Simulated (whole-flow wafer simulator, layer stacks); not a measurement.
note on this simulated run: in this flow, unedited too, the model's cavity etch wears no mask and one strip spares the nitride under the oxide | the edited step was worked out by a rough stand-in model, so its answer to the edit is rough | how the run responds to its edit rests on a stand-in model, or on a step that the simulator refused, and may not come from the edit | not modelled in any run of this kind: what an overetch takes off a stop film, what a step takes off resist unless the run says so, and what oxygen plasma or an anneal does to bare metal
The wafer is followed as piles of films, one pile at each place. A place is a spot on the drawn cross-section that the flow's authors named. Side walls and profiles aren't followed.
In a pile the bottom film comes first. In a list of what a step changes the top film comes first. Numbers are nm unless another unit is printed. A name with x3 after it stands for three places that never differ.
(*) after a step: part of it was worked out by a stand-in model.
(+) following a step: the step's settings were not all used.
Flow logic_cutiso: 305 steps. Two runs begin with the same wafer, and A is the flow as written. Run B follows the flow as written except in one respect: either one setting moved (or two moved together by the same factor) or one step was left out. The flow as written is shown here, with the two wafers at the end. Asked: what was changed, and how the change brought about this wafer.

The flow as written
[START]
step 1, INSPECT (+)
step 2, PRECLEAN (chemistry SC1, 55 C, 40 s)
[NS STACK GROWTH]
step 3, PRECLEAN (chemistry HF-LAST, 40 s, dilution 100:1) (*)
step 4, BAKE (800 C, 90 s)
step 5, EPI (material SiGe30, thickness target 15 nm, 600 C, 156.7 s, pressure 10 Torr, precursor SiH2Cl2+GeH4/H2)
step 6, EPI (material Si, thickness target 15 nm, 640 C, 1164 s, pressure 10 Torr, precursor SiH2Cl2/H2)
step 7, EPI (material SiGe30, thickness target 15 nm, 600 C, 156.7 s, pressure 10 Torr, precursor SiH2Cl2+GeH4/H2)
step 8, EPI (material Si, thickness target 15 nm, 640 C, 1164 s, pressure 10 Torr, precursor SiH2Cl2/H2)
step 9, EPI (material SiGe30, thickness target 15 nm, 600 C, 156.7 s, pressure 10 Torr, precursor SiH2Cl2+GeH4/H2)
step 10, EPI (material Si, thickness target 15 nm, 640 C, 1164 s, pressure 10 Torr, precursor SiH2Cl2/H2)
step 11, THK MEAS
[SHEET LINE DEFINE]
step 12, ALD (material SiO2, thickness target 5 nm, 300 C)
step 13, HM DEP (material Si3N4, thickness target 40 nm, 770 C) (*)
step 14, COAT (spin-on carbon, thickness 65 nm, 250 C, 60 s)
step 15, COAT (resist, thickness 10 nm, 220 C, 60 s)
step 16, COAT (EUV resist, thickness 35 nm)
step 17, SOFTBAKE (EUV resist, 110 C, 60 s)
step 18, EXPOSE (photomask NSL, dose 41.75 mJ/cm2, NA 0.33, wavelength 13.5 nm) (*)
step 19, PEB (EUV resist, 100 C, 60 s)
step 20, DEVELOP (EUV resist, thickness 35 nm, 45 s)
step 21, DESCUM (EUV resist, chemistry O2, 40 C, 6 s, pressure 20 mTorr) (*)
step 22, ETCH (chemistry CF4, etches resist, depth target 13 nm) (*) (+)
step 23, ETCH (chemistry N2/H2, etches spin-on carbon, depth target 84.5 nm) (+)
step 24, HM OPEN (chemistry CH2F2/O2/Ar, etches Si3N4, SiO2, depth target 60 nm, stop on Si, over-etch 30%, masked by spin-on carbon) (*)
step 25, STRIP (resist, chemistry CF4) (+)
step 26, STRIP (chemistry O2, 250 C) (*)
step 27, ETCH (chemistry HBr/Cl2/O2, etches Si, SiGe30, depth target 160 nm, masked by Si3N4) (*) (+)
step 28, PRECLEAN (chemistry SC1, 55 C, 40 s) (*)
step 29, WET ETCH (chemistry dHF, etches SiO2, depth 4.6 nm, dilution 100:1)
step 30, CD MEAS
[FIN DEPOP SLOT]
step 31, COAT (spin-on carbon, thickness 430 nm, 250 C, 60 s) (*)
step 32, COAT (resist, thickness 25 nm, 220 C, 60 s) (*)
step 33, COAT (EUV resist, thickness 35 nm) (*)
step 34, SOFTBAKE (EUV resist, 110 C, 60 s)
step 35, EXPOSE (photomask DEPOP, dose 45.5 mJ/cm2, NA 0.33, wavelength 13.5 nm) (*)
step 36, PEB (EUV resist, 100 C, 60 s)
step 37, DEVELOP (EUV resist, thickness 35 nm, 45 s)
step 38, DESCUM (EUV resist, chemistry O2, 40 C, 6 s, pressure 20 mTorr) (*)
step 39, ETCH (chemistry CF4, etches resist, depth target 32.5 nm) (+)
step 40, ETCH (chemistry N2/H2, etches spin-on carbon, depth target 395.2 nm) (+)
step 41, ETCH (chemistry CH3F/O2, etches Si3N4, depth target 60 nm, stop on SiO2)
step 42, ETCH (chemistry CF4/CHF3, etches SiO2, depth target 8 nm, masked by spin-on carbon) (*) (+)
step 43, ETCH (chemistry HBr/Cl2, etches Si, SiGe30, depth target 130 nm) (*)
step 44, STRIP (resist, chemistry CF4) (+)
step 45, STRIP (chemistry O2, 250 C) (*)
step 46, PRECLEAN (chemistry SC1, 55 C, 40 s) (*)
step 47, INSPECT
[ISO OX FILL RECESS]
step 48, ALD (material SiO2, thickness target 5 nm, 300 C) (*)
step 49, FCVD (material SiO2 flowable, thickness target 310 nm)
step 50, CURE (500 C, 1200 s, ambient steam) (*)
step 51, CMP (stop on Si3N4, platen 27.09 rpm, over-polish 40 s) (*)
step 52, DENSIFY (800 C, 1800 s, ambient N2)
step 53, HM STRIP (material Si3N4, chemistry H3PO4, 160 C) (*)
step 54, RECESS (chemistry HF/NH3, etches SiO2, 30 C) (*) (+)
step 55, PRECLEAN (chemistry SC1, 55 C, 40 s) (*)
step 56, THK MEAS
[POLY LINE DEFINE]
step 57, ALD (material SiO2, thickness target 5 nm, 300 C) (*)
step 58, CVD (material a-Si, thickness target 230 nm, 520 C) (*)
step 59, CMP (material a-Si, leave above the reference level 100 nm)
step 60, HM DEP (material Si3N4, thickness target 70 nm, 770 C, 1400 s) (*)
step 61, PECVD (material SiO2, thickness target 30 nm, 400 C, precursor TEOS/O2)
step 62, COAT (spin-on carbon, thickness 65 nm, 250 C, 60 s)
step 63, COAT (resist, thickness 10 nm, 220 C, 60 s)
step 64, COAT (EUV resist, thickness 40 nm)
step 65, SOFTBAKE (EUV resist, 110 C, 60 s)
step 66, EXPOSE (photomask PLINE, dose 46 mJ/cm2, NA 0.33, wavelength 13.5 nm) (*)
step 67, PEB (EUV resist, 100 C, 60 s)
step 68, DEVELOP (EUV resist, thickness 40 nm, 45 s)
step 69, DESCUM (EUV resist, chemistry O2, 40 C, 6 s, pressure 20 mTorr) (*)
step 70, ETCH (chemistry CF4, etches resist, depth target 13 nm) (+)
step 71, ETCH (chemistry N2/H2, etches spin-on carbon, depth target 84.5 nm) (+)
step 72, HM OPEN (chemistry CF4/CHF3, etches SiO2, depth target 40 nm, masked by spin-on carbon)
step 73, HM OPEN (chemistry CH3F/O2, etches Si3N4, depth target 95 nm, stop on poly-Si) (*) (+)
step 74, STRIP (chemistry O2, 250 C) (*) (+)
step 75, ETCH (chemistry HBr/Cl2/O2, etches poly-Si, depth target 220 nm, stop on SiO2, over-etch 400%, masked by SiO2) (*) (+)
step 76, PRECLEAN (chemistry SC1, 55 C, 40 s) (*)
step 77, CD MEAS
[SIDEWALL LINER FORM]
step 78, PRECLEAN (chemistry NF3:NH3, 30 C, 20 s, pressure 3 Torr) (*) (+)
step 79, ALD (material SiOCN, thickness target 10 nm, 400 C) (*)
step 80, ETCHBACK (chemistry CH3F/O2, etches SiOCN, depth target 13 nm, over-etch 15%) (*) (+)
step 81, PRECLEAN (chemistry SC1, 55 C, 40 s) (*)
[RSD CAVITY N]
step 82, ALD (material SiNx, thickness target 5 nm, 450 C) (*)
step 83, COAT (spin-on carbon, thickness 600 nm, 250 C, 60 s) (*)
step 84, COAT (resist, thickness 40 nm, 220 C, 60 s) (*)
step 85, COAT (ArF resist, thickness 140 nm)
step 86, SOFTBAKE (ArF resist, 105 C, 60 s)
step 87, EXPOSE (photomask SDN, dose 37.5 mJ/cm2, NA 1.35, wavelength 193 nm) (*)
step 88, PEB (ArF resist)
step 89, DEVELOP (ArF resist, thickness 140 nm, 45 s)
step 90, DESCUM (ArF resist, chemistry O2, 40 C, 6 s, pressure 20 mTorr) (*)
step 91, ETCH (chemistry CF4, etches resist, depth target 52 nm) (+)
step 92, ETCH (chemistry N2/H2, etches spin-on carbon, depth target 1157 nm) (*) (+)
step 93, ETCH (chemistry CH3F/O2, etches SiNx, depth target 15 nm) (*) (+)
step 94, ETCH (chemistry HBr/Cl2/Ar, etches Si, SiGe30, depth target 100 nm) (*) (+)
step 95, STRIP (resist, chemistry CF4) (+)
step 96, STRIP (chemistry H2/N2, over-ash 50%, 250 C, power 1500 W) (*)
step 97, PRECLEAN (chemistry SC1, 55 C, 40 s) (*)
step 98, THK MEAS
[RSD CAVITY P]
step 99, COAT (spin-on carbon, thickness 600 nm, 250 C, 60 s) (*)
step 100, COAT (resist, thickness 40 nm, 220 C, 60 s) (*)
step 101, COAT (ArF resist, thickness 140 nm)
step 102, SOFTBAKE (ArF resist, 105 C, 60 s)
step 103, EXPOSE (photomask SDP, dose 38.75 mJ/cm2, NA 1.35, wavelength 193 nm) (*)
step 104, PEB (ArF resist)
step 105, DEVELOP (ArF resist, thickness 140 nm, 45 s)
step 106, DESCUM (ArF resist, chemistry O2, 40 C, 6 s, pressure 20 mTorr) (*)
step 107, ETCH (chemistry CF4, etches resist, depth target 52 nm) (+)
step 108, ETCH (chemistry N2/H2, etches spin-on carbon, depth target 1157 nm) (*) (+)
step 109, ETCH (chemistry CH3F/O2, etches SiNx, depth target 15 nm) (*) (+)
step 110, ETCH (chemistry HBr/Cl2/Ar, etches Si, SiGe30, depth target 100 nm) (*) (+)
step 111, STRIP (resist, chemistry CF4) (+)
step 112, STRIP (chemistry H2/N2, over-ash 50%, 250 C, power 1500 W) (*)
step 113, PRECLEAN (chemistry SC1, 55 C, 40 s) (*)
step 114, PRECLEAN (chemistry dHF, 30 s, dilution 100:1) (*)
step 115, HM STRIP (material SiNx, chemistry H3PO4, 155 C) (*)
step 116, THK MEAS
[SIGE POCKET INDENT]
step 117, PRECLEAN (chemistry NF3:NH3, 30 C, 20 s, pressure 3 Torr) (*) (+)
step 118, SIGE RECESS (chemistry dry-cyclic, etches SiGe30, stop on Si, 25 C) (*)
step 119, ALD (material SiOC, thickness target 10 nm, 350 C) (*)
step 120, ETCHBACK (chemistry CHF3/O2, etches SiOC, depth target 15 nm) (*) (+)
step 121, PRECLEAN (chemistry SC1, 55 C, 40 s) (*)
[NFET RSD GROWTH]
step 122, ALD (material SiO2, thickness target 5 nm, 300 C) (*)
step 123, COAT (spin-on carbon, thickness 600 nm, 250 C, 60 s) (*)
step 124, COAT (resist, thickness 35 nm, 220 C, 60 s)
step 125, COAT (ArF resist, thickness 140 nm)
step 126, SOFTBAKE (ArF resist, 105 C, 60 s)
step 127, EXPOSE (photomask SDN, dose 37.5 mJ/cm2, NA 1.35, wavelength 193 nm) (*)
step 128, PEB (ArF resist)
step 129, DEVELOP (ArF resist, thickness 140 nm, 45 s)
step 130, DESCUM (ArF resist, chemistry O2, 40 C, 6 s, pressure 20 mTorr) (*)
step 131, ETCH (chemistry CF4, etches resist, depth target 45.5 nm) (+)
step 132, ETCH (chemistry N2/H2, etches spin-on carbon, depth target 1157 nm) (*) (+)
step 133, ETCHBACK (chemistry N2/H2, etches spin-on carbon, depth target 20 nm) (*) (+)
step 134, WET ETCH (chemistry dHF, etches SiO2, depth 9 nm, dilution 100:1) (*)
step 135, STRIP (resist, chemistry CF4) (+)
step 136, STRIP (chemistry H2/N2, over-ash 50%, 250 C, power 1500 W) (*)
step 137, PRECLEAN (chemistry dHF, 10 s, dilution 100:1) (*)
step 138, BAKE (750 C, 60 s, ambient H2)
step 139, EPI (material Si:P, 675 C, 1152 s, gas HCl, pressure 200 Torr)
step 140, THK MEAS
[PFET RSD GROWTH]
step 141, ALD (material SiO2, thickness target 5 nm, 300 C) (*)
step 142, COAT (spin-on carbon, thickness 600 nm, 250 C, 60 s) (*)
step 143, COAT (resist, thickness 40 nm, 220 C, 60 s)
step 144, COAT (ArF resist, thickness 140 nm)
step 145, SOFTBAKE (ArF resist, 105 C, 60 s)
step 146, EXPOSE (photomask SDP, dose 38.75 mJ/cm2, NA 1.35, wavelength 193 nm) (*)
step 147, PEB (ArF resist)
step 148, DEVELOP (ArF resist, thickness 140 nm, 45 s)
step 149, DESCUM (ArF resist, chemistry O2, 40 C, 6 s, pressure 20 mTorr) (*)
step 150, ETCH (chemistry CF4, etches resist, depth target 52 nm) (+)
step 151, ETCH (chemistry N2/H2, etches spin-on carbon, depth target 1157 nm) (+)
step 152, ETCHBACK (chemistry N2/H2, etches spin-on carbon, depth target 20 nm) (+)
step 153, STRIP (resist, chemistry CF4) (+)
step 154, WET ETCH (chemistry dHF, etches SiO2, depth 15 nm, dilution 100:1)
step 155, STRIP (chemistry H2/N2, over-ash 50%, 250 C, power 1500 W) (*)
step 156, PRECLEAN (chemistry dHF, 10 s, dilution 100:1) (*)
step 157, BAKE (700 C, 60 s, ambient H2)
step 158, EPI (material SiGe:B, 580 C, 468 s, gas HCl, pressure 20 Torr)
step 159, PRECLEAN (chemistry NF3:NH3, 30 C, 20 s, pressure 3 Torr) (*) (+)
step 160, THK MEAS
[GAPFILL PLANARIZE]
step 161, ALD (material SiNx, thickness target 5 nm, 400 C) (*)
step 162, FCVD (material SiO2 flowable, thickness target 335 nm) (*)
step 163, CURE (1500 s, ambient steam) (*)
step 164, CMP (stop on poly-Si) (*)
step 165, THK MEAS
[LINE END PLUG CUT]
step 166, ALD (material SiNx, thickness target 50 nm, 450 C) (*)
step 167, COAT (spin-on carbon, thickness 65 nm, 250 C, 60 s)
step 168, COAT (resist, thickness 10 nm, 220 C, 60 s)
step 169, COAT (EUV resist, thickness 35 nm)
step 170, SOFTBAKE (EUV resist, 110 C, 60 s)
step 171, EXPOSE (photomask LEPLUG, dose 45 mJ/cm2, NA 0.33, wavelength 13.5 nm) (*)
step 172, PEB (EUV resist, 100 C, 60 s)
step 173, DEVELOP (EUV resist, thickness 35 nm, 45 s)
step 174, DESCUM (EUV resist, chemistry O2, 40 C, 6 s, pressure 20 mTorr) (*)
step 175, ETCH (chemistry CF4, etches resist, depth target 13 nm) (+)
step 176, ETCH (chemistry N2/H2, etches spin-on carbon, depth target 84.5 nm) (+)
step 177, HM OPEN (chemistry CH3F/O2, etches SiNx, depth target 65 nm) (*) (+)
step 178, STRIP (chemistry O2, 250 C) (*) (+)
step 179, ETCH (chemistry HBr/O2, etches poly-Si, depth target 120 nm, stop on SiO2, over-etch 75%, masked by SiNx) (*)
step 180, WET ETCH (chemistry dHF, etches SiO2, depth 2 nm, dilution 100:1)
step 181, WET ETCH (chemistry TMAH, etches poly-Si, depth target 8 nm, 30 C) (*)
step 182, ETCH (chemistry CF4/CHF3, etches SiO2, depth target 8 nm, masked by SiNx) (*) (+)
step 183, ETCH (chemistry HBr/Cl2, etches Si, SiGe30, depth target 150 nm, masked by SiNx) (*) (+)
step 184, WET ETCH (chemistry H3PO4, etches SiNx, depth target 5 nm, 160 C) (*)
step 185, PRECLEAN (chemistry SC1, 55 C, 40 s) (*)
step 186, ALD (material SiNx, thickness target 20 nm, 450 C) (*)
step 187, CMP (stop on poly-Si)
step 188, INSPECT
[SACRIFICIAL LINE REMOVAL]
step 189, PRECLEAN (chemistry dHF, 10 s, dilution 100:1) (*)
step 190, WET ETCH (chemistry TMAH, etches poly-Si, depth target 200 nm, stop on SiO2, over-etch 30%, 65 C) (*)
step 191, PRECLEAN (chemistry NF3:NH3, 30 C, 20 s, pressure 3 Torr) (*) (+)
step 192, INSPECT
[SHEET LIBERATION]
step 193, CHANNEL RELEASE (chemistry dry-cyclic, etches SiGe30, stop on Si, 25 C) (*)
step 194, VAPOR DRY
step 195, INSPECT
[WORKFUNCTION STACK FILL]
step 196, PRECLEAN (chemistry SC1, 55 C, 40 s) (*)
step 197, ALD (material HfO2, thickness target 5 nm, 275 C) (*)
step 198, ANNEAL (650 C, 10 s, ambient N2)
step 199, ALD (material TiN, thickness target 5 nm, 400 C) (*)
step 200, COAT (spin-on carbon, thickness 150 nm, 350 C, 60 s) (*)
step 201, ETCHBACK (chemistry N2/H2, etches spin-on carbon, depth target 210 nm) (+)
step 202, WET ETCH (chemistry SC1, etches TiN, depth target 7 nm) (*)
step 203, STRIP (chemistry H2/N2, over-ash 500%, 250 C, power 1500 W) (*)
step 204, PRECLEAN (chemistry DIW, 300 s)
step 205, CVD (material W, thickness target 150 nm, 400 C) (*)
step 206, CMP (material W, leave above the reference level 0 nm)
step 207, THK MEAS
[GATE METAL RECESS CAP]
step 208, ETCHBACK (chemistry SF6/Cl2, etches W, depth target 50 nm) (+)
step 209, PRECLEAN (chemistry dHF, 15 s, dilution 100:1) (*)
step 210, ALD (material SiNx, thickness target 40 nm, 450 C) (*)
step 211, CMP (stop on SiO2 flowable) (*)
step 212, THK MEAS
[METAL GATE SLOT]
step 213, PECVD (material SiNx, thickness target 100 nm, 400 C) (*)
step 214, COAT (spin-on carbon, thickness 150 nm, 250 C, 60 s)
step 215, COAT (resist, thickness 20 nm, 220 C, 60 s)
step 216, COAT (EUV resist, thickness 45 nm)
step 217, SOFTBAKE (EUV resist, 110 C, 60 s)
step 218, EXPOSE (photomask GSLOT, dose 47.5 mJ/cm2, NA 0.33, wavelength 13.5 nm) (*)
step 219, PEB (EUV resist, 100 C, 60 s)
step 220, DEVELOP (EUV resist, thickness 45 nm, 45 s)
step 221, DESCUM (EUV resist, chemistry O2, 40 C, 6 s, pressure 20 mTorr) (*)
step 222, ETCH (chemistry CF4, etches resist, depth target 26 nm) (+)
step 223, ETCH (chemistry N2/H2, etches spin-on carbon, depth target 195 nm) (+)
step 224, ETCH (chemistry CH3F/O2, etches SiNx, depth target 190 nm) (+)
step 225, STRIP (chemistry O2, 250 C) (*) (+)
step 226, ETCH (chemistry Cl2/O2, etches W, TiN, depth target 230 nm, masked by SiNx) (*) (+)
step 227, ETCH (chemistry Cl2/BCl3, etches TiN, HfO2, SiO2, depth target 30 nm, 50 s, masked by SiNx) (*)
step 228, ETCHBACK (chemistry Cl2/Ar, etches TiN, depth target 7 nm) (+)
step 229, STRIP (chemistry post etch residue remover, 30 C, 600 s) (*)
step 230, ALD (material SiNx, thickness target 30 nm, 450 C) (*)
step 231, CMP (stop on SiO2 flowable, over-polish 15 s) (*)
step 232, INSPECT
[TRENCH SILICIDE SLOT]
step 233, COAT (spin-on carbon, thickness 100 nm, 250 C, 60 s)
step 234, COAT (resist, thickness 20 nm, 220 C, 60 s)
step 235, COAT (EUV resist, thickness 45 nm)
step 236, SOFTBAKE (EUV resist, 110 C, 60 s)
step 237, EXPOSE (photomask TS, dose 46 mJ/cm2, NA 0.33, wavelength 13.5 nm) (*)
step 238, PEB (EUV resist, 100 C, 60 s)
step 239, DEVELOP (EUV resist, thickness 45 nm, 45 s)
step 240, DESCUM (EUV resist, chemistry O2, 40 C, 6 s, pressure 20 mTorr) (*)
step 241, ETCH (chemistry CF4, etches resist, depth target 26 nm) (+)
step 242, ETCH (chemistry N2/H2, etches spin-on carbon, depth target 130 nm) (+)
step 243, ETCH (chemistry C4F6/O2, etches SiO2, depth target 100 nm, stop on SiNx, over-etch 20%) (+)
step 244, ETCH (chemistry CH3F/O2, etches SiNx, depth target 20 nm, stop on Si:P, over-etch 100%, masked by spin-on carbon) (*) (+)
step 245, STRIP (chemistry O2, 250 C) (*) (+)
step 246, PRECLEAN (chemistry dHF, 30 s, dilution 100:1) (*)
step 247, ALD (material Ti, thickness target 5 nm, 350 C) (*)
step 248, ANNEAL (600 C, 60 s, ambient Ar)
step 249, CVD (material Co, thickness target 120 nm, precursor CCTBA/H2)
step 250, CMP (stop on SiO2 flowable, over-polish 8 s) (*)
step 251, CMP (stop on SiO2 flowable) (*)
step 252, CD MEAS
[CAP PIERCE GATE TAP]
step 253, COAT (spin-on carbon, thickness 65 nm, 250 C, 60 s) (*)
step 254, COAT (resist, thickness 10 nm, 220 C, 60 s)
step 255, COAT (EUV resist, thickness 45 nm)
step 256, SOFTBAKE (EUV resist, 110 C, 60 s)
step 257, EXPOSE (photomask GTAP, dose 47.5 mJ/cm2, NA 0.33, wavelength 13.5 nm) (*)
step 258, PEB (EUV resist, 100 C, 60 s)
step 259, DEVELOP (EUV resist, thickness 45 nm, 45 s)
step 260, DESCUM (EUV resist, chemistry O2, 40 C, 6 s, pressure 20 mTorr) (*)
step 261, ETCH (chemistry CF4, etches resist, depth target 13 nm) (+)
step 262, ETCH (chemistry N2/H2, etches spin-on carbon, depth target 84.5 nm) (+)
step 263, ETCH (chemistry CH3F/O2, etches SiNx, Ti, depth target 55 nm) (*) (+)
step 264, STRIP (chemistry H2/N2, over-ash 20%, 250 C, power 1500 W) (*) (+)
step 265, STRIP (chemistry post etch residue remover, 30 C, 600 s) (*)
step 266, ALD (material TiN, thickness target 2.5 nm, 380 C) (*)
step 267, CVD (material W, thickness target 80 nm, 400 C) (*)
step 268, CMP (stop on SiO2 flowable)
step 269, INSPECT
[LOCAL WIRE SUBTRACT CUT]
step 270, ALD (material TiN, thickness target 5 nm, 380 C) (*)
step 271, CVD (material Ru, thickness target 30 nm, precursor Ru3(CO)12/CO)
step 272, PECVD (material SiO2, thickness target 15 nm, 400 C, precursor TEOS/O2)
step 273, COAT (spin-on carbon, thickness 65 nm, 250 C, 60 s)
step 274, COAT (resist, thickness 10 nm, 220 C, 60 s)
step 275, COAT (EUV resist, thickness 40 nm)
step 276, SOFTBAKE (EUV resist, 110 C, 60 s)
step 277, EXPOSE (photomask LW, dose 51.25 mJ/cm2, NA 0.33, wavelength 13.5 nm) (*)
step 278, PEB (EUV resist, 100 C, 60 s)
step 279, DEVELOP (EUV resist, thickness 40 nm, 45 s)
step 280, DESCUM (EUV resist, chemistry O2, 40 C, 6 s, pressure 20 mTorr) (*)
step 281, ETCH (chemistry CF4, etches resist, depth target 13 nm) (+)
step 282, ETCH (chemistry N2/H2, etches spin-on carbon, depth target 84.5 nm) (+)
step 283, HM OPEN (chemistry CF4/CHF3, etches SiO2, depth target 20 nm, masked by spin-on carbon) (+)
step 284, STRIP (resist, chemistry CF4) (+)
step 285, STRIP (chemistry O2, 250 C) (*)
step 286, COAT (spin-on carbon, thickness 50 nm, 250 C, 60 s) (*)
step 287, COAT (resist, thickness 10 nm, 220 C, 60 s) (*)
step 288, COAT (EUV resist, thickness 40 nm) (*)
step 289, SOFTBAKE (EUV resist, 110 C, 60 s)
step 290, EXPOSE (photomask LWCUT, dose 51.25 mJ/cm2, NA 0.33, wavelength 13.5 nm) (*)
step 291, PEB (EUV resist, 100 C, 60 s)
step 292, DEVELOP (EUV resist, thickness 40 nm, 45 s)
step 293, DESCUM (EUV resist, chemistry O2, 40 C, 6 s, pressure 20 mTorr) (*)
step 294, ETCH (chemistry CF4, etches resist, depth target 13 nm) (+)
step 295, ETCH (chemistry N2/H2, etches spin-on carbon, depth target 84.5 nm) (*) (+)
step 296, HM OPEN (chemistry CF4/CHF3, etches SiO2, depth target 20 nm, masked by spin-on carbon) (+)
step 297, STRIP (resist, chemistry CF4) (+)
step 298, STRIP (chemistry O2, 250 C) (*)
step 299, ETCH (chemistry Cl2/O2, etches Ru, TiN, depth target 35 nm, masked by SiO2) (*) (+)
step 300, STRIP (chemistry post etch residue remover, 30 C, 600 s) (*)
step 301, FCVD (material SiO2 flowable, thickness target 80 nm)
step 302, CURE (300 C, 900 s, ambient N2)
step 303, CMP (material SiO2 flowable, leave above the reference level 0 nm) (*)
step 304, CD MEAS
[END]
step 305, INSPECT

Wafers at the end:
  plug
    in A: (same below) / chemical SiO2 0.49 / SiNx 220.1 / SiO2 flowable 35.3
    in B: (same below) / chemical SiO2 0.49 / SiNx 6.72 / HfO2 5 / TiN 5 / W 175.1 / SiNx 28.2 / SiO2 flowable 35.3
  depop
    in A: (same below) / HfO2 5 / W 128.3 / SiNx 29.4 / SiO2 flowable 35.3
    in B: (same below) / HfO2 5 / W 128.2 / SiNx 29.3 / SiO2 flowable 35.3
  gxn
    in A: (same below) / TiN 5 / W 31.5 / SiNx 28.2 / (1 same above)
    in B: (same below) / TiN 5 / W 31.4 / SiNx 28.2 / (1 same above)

What caused this: step 186, ALD: thickness target 8.5 nm was run, though the flow has thickness target 20 nm.

Step by step, how the change led to this:
  step 186, ALD (material SiNx, thickness target 20 nm, 450 C) (*)
      depop, dpovl, gfld and 18 more: A SiNx gains 20 | B SiNx gains 8.5
      plug: A SiNx gains 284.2 (new film) | B SiNx gains 8.5 (new film)
  step 187, CMP (stop on poly-Si)
      plug: A SiNx loses 28.6 | B nothing
      depop, dpovl, gfld and 18 more: A SiNx loses 28.6 (all of it) | B SiNx loses 17.1 (all of it)
  step 200, COAT (spin-on carbon, thickness 150 nm, 350 C, 60 s) (*)
      lnr, lnrp: A spin-on carbon gains 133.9 (new film) | B spin-on carbon gains 129.8 (new film)
      iso: A spin-on carbon gains 145.4 (new film) | B spin-on carbon gains 142 (new film)
      (and at 7 other places as well)
  step 201, ETCHBACK (chemistry N2/H2, etches spin-on carbon, depth target 210 nm) (+)
      plug: A spin-on carbon loses 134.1 (all of it) | B spin-on carbon loses 210
      lnr, lnrp: A spin-on carbon loses 133.9 (all of it) | B spin-on carbon loses 129.8 (all of it)
      (and at 7 other places as well)
  step 202, WET ETCH (chemistry SC1, etches TiN, depth target 7 nm) (*)
      plug: A TiN loses 5 (all of it) | B spin-on carbon loses 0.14
  step 203, STRIP (chemistry H2/N2, over-ash 500%, 250 C, power 1500 W) (*)
      plug: A nothing | B spin-on carbon loses 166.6 (all of it)
      gxn, gxp: A spin-on carbon loses 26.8 (all of it) | B spin-on carbon loses 23.3 (all of it)
      (and at 5 other places as well)
  step 205, CVD (material W, thickness target 150 nm, 400 C) (*)
      plug: A W gains 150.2 (new film) | B W gains 392.3 (new film)
  step 206, CMP (material W, leave above the reference level 0 nm)
      plug: A W loses 150.2 (all of it), HfO2 loses 5 (all of it), SiNx loses 12 | B W loses 167.2
  step 208, ETCHBACK (chemistry SF6/Cl2, etches W, depth target 50 nm) (+)
      plug: A SiNx loses 12.5 | B W loses 50
  step 210, ALD (material SiNx, thickness target 40 nm, 450 C) (*)
      plug: A SiNx gains 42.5 | B SiNx gains 82.6 (new film)
  step 211, CMP (stop on SiO2 flowable) (*)
      plug: A SiNx loses 40.3 | B SiNx loses 43.3
With metal films that touch counted as one body, plug has 1 body; the flow as written gives 0 bodies.
